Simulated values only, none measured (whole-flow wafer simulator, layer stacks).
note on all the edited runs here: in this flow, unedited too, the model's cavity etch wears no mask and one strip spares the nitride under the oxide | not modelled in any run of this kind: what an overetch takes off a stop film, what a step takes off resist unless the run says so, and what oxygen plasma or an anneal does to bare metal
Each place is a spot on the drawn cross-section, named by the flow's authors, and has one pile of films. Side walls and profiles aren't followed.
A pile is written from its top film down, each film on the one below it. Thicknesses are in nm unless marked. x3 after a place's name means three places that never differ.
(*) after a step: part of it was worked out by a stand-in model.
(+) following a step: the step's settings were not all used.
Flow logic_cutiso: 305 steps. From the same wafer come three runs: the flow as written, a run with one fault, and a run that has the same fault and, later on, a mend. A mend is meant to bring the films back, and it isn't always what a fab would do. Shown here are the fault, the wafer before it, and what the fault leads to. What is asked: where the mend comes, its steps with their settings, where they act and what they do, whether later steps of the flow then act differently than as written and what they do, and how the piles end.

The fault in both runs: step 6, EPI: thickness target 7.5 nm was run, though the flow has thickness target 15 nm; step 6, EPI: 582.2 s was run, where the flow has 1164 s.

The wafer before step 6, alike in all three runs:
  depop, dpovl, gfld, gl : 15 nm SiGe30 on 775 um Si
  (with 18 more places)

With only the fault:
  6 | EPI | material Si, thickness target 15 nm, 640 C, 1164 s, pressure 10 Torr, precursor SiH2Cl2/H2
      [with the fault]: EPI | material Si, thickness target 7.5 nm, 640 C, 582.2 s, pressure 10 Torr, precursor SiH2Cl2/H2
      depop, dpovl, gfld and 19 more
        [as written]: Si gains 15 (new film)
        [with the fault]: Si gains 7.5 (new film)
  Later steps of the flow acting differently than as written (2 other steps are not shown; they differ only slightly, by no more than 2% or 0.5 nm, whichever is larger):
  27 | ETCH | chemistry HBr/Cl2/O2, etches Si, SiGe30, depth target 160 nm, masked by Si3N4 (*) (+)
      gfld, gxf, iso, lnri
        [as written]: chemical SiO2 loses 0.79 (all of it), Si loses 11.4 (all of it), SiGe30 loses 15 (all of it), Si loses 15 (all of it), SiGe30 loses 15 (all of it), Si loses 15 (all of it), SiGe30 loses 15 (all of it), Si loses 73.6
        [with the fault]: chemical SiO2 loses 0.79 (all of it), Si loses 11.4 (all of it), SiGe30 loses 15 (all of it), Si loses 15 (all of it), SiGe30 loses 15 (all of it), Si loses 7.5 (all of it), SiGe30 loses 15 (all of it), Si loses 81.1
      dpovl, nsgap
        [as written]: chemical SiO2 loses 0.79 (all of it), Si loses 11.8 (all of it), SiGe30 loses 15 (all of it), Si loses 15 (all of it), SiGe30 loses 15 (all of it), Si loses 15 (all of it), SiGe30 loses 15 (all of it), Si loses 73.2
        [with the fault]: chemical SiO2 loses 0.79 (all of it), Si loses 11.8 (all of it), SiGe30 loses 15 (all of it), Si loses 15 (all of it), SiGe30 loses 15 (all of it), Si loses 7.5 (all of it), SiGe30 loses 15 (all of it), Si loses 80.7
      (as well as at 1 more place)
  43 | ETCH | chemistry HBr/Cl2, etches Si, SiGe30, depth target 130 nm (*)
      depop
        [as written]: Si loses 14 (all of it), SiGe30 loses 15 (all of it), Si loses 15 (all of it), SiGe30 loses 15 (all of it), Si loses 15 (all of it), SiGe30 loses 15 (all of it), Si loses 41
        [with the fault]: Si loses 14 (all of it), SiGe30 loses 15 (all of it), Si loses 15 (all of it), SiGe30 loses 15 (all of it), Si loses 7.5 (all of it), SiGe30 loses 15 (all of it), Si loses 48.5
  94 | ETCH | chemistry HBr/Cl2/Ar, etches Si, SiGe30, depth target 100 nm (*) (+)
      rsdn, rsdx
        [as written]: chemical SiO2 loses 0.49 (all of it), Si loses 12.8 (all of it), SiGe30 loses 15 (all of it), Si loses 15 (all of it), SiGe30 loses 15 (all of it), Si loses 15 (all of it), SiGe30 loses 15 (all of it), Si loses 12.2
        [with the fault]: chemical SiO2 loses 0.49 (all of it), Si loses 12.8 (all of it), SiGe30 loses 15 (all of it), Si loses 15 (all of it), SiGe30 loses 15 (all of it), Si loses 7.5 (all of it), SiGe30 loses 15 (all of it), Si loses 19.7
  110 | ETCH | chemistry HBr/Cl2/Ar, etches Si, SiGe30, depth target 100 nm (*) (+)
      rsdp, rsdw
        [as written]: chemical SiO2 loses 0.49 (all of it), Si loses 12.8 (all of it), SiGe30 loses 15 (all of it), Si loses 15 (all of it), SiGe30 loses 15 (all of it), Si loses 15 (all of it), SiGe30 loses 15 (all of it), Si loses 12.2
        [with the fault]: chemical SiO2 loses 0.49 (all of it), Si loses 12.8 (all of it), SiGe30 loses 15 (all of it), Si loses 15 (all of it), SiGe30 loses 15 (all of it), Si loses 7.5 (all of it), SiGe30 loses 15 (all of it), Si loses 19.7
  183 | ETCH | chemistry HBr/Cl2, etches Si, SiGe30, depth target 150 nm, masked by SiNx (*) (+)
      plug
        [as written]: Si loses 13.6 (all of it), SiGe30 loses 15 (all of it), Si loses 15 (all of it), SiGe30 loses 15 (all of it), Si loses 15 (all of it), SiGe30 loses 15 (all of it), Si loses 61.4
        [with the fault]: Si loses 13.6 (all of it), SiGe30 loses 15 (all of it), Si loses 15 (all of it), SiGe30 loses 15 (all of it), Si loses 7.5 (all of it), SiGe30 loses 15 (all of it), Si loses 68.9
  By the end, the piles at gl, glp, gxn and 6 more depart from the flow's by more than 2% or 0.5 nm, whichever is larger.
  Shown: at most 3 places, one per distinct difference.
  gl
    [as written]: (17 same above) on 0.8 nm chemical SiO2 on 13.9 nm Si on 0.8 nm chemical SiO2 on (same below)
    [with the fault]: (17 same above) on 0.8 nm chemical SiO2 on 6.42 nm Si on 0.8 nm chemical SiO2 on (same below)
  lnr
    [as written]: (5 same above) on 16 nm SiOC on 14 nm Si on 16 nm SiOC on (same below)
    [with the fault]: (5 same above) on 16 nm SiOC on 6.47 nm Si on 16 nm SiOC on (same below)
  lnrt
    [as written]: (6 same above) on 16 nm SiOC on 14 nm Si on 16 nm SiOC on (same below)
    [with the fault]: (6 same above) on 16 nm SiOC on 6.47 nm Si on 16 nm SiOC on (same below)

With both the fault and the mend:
  The mend follows step 6.
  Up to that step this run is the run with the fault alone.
  6a | EPI | material Si, thickness target 7.5 nm, 640 C, 582.2 s, pressure 10 Torr, precursor SiH2Cl2/H2 (the flow's step 6, run once more with other settings)
      depop, dpovl, gfld and 19 more
        Si gains 7.5
  Later steps of the flow that are run all act as written at every place that is followed.
  The piles end the same as the flow's at every place that both follow.
